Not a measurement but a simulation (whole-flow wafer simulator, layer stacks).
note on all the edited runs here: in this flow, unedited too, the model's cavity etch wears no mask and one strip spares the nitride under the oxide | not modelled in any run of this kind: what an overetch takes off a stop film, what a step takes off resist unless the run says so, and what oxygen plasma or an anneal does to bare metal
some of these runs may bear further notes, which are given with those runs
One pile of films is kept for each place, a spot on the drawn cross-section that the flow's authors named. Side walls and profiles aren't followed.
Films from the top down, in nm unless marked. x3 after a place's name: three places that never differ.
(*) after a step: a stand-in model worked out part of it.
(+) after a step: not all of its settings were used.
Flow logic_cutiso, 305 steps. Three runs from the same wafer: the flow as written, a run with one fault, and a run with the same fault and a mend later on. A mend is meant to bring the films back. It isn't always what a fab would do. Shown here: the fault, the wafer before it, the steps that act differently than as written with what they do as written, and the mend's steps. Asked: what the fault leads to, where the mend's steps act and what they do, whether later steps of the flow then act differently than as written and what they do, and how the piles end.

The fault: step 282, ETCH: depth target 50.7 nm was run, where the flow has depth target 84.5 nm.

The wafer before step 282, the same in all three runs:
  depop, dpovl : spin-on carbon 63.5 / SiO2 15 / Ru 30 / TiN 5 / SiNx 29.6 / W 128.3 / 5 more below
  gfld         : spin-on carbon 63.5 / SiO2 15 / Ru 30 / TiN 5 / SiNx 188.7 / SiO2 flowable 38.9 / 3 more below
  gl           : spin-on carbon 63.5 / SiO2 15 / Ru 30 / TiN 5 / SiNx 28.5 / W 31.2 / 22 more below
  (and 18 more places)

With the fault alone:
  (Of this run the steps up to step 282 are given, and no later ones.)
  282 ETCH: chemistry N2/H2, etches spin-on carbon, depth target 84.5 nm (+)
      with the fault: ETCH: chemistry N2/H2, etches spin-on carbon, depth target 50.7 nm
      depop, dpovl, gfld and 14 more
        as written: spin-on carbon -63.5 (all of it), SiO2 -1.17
        with the fault: spin-on carbon -50.7
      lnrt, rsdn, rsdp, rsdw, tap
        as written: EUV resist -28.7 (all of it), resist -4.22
        with the fault: EUV resist -28.7 (all of it), resist -1.97
  After step 282 the piles differ from the flow's by more than 2% or 0.5 nm, whichever is larger, at depop, dpovl, gfld and 19 more.
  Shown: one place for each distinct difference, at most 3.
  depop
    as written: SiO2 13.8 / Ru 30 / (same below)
    with the fault: spin-on carbon 12.8 / SiO2 15 / Ru 30 / (same below)
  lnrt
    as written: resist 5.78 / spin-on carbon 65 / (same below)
    with the fault: resist 8.03 / spin-on carbon 65 / (same below)

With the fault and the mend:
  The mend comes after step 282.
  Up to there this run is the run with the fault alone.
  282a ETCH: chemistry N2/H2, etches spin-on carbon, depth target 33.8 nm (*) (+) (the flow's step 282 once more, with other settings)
      depop, dpovl, gfld and 14 more
        spin-on carbon -12.8 (all of it), SiO2 -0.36
      lnrt, rsdn, rsdp, rsdw, tap
        resist -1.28
  Later steps of the flow that act differently than as written (6 more steps differ only slightly, by at most 2% or 0.5 nm, whichever is larger, and aren't shown):
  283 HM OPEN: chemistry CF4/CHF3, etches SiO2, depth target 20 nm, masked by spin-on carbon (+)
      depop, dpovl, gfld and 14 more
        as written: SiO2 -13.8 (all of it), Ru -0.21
        with the mend: SiO2 -14.6 (all of it), Ru -0.18
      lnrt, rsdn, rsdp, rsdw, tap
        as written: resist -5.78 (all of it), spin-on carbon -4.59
        with the mend: resist -6.75 (all of it), spin-on carbon -4.27
  At the end the piles differ from the flow's only slightly at the places that both follow, by at most 2% or 0.5 nm, whichever is larger.
